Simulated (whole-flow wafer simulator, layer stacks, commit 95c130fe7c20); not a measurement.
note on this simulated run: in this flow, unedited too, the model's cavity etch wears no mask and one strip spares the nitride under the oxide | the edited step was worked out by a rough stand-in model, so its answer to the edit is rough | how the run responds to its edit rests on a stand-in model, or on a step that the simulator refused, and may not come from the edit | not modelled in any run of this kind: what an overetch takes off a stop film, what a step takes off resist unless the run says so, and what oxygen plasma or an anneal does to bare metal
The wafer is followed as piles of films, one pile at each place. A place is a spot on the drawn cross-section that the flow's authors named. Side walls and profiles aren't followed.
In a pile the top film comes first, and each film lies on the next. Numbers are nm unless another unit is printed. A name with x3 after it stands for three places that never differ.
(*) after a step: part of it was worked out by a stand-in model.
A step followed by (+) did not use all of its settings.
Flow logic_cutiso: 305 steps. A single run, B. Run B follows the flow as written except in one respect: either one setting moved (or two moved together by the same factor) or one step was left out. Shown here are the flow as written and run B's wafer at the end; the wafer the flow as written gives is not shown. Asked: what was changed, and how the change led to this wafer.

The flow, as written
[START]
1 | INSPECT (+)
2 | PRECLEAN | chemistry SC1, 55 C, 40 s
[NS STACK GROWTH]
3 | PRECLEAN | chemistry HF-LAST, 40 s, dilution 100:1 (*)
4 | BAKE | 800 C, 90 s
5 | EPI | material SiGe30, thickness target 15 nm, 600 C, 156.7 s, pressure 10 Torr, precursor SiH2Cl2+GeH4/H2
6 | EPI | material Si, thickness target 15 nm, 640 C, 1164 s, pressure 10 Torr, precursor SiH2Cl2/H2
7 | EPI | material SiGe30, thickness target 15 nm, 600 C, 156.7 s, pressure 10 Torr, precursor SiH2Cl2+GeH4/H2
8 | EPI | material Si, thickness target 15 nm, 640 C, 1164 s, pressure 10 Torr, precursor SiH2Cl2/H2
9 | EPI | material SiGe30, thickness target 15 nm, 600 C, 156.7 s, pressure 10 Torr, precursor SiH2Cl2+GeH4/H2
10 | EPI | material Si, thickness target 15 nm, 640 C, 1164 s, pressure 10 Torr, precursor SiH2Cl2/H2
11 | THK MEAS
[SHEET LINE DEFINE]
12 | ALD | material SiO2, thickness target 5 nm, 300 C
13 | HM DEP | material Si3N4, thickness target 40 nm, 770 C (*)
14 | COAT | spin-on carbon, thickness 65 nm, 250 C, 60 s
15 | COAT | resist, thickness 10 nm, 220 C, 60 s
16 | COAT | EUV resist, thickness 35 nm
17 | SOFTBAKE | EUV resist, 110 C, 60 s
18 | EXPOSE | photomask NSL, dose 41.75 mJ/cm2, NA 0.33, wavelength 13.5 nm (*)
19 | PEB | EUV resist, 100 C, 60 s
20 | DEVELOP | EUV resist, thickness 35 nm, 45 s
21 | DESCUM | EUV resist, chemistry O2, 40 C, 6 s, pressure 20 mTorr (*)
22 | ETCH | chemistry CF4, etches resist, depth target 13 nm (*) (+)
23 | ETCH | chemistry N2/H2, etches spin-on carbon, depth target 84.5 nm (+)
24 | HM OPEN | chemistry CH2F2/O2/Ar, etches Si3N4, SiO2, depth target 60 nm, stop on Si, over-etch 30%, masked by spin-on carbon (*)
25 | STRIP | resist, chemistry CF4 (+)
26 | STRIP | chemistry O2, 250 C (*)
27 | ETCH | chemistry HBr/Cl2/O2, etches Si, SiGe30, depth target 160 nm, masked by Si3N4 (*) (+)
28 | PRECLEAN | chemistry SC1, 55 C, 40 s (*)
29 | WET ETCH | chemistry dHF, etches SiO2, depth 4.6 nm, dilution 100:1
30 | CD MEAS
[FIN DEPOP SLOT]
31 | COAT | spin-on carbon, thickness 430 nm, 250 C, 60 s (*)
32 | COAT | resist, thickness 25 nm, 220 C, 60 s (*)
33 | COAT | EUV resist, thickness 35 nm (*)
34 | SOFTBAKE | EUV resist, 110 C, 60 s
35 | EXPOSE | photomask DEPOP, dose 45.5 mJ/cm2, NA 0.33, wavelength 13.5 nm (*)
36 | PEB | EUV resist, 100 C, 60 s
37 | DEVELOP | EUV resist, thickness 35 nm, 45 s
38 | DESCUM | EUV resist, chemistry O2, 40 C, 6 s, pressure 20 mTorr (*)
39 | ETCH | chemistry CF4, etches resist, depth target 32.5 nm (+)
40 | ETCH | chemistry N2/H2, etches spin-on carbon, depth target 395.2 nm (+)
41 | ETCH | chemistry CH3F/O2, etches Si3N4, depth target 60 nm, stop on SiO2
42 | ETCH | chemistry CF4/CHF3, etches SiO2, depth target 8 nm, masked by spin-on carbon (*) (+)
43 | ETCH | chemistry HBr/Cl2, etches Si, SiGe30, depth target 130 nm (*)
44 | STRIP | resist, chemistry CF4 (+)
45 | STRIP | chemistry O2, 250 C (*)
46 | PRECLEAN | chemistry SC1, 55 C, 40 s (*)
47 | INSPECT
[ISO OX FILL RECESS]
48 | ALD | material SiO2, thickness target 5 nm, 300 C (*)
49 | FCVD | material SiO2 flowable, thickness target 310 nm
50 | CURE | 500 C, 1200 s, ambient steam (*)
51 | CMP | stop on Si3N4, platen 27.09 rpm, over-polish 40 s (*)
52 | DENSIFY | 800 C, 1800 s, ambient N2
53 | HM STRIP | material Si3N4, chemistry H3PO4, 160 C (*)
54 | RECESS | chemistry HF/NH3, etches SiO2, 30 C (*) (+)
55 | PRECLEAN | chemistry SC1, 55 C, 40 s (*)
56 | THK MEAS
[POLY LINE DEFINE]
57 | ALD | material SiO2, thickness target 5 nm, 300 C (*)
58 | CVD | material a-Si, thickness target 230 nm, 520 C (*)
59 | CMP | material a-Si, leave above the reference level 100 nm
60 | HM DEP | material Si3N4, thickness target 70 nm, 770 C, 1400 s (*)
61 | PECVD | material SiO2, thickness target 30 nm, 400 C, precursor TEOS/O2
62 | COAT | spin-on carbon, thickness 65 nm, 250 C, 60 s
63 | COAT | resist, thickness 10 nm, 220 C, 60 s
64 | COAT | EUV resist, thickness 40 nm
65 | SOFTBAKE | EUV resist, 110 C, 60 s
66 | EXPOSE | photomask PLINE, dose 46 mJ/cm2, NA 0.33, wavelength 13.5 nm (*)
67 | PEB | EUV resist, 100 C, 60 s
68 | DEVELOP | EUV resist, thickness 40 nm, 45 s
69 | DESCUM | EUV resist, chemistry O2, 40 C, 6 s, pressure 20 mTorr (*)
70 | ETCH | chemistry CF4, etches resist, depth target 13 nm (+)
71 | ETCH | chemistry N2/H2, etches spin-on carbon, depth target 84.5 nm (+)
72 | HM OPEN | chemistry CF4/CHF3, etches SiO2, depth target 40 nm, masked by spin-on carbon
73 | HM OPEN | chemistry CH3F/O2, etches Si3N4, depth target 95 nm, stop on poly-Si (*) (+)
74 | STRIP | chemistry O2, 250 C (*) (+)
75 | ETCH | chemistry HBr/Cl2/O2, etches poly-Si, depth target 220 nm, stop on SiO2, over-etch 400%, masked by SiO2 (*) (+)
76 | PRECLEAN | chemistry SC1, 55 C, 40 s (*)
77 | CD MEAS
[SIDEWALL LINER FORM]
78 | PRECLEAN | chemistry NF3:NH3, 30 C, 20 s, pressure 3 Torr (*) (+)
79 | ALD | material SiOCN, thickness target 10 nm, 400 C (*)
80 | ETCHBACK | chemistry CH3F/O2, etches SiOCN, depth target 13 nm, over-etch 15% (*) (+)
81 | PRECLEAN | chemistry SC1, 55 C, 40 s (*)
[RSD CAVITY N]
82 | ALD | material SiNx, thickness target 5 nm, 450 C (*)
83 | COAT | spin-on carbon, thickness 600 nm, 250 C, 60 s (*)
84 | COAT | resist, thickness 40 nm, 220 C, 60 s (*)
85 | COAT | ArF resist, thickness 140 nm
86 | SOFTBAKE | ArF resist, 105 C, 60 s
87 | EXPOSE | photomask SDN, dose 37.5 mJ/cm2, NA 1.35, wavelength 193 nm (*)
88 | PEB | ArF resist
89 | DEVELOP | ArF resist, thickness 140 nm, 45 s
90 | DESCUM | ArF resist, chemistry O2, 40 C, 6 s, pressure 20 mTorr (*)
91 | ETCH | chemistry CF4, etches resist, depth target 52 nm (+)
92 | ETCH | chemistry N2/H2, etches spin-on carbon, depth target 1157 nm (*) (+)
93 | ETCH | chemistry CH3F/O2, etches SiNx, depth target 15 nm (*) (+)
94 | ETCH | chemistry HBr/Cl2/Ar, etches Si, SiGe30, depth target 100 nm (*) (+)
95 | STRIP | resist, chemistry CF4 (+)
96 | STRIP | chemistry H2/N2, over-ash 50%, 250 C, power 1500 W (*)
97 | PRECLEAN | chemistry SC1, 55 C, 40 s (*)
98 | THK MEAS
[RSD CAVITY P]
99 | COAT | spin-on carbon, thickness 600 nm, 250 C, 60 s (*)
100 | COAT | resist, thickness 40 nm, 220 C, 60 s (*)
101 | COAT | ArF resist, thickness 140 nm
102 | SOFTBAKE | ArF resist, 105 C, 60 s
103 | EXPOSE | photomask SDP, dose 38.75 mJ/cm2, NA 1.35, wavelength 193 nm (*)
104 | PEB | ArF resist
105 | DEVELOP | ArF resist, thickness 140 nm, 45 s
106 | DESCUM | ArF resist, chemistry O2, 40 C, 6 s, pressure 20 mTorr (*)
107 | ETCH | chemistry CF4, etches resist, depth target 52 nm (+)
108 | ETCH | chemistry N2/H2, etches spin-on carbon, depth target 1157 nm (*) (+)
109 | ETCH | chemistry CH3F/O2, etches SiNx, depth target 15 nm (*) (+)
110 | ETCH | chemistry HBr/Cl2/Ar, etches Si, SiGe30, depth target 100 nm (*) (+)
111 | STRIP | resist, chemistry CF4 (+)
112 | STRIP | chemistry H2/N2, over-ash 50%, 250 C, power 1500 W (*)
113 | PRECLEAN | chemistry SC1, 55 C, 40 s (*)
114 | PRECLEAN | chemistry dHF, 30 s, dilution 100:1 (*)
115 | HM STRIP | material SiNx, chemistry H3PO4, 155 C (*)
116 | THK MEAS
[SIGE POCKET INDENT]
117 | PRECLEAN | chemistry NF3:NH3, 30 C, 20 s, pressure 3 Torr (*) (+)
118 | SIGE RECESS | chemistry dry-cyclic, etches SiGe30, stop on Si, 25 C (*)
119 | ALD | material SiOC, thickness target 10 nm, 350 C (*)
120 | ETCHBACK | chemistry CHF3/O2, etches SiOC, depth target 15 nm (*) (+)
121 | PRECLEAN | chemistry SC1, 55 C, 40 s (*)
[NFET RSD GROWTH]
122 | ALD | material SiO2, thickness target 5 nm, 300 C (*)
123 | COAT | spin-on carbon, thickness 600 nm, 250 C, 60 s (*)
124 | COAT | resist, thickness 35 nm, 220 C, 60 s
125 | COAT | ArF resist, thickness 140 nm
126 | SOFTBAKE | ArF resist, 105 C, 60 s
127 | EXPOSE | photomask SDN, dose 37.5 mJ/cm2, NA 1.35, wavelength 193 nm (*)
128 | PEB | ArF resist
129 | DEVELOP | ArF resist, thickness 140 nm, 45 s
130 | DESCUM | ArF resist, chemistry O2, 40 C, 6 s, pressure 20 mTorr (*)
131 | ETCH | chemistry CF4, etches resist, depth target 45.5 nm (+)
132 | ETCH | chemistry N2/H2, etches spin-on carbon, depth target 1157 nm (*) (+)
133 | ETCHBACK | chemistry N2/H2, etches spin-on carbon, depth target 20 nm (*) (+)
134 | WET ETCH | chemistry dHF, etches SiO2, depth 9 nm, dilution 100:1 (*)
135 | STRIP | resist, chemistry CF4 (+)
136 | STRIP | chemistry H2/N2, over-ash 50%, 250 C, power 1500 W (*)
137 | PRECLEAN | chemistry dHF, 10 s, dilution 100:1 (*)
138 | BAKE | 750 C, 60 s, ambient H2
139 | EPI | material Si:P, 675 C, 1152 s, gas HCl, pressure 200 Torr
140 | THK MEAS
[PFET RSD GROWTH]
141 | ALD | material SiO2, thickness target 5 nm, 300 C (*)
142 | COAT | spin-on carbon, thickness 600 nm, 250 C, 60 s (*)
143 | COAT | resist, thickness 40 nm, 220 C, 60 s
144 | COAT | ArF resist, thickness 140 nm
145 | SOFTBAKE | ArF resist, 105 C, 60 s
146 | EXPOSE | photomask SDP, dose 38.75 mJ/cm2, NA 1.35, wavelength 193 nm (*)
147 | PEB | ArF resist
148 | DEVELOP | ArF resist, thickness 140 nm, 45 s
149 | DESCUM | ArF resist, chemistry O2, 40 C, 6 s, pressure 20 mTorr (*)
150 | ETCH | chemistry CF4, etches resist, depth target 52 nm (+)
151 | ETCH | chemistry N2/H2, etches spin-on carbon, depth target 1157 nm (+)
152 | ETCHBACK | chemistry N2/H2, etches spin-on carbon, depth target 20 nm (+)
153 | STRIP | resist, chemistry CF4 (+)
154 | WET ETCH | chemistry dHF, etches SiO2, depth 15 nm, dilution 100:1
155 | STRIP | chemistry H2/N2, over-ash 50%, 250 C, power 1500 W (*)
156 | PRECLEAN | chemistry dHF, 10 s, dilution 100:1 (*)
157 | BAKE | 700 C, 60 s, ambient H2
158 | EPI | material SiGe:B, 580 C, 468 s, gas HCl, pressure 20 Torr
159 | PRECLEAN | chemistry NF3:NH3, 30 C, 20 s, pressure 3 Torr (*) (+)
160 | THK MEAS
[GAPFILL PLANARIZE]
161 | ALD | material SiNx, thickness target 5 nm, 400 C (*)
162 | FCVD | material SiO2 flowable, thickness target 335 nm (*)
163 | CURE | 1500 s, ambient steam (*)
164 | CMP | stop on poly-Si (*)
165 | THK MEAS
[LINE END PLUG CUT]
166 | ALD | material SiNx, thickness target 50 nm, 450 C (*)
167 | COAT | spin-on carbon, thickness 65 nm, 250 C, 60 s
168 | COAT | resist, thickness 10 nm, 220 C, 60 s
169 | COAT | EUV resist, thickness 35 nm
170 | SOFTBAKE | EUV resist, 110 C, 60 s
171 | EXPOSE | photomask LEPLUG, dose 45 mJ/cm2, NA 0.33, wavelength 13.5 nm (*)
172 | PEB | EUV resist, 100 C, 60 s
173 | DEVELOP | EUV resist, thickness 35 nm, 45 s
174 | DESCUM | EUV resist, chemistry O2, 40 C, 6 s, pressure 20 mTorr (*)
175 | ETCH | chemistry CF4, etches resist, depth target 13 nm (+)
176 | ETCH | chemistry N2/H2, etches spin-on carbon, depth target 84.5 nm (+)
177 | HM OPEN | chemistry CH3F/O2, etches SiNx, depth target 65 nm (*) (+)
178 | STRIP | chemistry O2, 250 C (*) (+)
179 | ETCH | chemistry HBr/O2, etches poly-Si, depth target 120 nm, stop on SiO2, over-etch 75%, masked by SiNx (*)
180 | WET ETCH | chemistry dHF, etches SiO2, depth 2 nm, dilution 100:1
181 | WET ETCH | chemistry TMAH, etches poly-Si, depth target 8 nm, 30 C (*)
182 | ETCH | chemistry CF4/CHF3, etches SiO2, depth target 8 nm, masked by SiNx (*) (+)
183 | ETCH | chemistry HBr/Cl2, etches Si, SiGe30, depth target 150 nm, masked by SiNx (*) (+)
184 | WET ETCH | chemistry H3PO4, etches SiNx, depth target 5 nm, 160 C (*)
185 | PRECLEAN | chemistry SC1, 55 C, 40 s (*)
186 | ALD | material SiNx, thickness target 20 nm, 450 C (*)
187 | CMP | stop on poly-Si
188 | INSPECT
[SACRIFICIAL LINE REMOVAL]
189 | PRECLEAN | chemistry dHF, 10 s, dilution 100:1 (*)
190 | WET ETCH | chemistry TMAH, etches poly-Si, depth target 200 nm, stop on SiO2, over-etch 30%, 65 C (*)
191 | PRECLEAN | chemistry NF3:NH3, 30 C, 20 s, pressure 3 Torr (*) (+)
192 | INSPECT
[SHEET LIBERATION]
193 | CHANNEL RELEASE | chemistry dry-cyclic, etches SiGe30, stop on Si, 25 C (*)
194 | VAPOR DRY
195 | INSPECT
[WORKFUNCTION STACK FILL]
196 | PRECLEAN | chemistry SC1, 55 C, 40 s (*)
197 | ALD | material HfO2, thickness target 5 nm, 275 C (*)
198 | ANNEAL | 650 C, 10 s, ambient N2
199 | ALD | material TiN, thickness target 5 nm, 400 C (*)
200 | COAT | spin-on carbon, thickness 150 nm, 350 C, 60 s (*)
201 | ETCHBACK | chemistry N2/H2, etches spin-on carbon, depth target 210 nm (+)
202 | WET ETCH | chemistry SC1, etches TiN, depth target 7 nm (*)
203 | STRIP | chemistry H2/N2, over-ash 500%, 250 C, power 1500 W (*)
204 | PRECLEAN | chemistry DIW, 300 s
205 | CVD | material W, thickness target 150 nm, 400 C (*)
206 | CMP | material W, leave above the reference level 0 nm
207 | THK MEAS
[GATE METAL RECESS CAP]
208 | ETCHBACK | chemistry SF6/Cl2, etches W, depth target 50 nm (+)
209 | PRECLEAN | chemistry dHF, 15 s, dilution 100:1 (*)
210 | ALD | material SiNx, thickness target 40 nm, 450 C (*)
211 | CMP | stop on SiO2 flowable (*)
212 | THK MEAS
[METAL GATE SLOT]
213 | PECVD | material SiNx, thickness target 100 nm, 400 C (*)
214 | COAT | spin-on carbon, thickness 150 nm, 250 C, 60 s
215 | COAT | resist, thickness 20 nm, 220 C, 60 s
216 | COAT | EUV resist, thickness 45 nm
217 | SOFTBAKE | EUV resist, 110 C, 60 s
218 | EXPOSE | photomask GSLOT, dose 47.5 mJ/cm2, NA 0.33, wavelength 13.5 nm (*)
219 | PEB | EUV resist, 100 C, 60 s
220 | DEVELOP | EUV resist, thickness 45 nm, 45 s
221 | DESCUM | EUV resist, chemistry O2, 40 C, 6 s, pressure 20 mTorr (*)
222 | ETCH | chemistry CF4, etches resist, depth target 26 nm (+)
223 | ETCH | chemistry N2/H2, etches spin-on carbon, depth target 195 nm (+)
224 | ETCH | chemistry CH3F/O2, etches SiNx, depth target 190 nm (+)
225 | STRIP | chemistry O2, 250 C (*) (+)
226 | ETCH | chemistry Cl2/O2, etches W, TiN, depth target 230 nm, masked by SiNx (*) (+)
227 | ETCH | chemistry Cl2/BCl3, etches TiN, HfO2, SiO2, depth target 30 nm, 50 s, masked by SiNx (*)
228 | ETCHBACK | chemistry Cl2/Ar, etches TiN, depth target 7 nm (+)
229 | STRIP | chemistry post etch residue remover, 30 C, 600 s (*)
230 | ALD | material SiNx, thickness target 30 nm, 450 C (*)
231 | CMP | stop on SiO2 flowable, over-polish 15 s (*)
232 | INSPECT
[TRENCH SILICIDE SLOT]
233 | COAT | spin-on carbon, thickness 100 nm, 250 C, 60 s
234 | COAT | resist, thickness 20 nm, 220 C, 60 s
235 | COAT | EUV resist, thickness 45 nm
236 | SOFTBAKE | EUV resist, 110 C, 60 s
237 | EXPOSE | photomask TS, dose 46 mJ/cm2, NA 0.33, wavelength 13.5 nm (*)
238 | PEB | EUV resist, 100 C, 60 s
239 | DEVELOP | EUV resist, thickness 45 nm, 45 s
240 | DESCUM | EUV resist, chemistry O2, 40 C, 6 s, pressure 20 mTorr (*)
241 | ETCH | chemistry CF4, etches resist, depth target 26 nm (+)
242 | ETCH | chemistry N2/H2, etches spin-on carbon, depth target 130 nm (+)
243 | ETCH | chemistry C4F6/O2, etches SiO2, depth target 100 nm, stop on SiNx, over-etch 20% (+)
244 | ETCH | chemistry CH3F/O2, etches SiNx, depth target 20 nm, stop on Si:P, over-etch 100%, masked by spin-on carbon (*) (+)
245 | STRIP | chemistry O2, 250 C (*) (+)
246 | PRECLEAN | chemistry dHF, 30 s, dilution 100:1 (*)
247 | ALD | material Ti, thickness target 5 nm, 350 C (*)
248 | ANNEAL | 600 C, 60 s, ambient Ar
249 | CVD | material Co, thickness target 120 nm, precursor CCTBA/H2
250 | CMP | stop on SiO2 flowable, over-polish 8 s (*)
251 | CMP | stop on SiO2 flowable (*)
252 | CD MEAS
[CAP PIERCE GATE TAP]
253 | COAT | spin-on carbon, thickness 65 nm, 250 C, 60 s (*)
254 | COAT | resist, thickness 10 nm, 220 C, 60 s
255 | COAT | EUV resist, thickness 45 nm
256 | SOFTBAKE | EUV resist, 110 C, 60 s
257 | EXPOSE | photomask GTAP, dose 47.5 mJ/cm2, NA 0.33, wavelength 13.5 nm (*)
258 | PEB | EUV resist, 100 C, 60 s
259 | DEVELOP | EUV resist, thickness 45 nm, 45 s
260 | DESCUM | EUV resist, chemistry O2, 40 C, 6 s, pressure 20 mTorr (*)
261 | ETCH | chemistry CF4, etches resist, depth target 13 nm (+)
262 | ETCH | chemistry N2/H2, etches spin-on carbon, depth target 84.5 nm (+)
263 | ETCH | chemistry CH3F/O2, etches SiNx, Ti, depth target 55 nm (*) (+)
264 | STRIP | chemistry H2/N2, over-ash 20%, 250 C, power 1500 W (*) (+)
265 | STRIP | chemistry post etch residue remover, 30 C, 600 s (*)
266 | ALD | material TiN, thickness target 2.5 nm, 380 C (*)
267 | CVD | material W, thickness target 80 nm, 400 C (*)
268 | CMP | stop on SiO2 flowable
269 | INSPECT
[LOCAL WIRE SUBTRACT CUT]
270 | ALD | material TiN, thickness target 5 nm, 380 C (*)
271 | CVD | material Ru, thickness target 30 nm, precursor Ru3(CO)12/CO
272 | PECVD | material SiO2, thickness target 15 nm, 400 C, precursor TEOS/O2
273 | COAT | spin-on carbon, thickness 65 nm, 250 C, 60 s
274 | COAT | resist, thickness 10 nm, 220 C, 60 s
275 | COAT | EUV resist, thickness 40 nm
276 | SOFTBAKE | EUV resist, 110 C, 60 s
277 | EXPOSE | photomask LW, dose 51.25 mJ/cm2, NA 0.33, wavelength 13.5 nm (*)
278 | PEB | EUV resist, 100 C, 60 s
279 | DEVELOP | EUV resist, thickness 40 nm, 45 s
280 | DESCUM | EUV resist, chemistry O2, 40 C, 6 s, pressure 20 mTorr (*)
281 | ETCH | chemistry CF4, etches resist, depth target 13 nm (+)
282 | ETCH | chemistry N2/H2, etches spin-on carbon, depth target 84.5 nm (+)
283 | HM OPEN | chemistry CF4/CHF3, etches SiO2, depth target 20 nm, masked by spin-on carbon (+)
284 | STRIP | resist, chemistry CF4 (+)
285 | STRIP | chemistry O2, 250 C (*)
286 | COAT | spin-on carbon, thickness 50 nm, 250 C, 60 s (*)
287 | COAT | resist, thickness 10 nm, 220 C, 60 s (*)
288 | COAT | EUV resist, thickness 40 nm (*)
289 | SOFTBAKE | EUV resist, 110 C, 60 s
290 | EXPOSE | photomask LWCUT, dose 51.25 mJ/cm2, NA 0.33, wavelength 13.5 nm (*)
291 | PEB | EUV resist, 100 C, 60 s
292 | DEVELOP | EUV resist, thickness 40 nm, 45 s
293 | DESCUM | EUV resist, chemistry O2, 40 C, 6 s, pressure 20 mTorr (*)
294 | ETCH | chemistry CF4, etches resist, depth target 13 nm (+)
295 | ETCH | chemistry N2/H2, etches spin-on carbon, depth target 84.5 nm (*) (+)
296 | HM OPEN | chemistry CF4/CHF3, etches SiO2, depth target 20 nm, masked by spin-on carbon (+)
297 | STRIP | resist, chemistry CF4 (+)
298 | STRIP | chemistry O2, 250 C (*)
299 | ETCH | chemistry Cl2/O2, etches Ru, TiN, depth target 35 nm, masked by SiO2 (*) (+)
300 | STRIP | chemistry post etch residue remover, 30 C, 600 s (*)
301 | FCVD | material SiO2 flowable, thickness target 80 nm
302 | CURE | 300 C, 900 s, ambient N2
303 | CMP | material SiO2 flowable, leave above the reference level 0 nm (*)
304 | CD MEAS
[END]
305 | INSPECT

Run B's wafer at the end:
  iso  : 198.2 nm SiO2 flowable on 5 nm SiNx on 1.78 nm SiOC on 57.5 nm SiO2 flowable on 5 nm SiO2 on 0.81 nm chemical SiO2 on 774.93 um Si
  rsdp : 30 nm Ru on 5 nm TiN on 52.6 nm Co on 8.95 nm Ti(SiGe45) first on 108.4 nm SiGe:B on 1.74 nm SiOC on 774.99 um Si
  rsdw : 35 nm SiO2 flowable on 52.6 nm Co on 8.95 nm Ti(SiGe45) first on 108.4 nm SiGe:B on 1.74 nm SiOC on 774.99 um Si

The reason: step 120, ETCHBACK: depth target 8.2 nm was run, whereas the flow has depth target 15 nm.

The path from the change to this, step by step:
  120 | ETCHBACK | chemistry CHF3/O2, etches SiOC, depth target 15 nm (*) (+)
      depop, dpovl, gfld, gxf, isow, ns, nsgap, plug: SiOC loses 8.2 (in the flow as written it would be: SiOC loses 10 (all of it), SiO2 loses 5)
      lnr, lnri, lnrp, lnrt: SiOC loses 8.2 (in the flow as written it would be: SiOC loses 10 (all of it), SiOCN loses 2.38)
      (and at 10 other places as well)
  122 | ALD | material SiO2, thickness target 5 nm, 300 C (*)
      depop, dpovl, gfld, gxf, isow, ns, nsgap, plug: SiO2 gains 5 (new film) (in the flow as written it would be: SiO2 gains 5)
      gxn: SiO2 gains 5 (new film) (in the flow as written it would be: SiO2 gains 6.76 (new film))
      (and at 1 other place as well)
  123 | COAT | spin-on carbon, thickness 600 nm, 250 C, 60 s (*)
      lnr, lnrp, lnrt: spin-on carbon gains 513 (new film) (in the flow as written it would be: spin-on carbon gains 501.8 (new film))
      lnri: spin-on carbon gains 511.5 (new film) (in the flow as written it would be: spin-on carbon gains 500.2 (new film))
  132 | ETCH | chemistry N2/H2, etches spin-on carbon, depth target 1157 nm (*) (+)
      gl, tap: spin-on carbon loses 510.6 (all of it), SiO2 loses 5 (all of it), SiOC loses 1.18 (in the flow as written it would be: spin-on carbon loses 501.7 (all of it), SiO2 loses 5 (all of it), Si3N4 loses 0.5)
      lnr, lnrt: spin-on carbon loses 507.8 (all of it), SiO2 loses 5 (all of it), SiOC loses 1.25 (in the flow as written it would be: spin-on carbon loses 496.5 (all of it), SiO2 loses 5 (all of it), SiOCN loses 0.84)
      (and at 1 other place as well)
  133 | ETCHBACK | chemistry N2/H2, etches spin-on carbon, depth target 20 nm (*) (+)
      gl, tap: SiOC loses 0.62 (all of it), SiO2 loses 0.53 (in the flow as written it would be: Si3N4 loses 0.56)
      lnr, lnrt: SiOC loses 0.55 (all of it), SiOCN loses 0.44 (in the flow as written it would be: SiOCN loses 0.83)
      (and at 1 other place as well)
  134 | WET ETCH | chemistry dHF, etches SiO2, depth 9 nm, dilution 100:1 (*)
      gl, tap: SiO2 loses 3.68 (all of it), Si3N4 loses 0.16 (in the flow as written it would be: Si3N4 loses 0.34)
  135 | STRIP | resist, chemistry CF4 (+)
      rsdn, rsdx: SiOC loses 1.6 (all of it) (in the flow as written it would be: nothing)
      gxn: SiO2 loses 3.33 (in the flow as written it would be: Si3N4 loses 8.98)
      (and at 5 other places as well)
  136 | STRIP | chemistry H2/N2, over-ash 50%, 250 C, power 1500 W (*)
      lnri: spin-on carbon loses 511.5 (all of it) (in the flow as written it would be: spin-on carbon loses 500.2 (all of it))
      lnrp: spin-on carbon loses 513 (all of it) (in the flow as written it would be: spin-on carbon loses 501.8 (all of it))
  137 | PRECLEAN | chemistry dHF, 10 s, dilution 100:1 (*)
      gxn: SiO2 loses 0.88 (all of it) (in the flow as written it would be: Si3N4 loses 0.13)
  141 | ALD | material SiO2, thickness target 5 nm, 300 C (*)
      gxn: SiO2 gains 5 (new film) (in the flow as written it would be: SiO2 gains 10.1 (new film))
  142 | COAT | spin-on carbon, thickness 600 nm, 250 C, 60 s (*)
      gl, tap: spin-on carbon gains 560 (new film) (in the flow as written it would be: spin-on carbon gains 547.8 (new film))
      rsdn: spin-on carbon gains 708.7 (new film) (in the flow as written it would be: spin-on carbon gains 693.9 (new film))
      (and at 1 other place as well)
  151 | ETCH | chemistry N2/H2, etches spin-on carbon, depth target 1157 nm (+)
      lnrp: spin-on carbon loses 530 (all of it), SiO2 loses 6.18 (in the flow as written it would be: spin-on carbon loses 519.3 (all of it), SiO2 loses 6.12)
  153 | STRIP | resist, chemistry CF4 (+)
      gxp: SiO2 loses 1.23 (all of it) (in the flow as written it would be: SiO2 loses 3.06 (all of it))
  155 | STRIP | chemistry H2/N2, over-ash 50%, 250 C, power 1500 W (*)
      gl, tap: spin-on carbon loses 560 (all of it) (in the flow as written it would be: spin-on carbon loses 547.8 (all of it))
      rsdn: spin-on carbon loses 708.7 (all of it) (in the flow as written it would be: spin-on carbon loses 693.9 (all of it))
      (and at 1 other place as well)
  156 | PRECLEAN | chemistry dHF, 10 s, dilution 100:1 (*)
      lnrp: SiOC loses 0.06 (in the flow as written it would be: SiOCN loses 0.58)
  159 | PRECLEAN | chemistry NF3:NH3, 30 C, 20 s, pressure 3 Torr (*) (+)
      depop, dpovl, gfld, gxf, isow, ns, nsgap, plug: SiO2 loses 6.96 (all of it), SiOC loses 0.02 (in the flow as written it would be: SiO2 loses 7.43)
      glp, gxp: SiOC loses 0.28 (in the flow as written it would be: Si3N4 loses 0.65)
      (and at 3 other places as well)
  ... 3 further steps ...
  251 | CMP | stop on SiO2 flowable (*)
      rsdx: Ti loses 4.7 (in the flow as written it would be: Ti loses 5 (all of it))
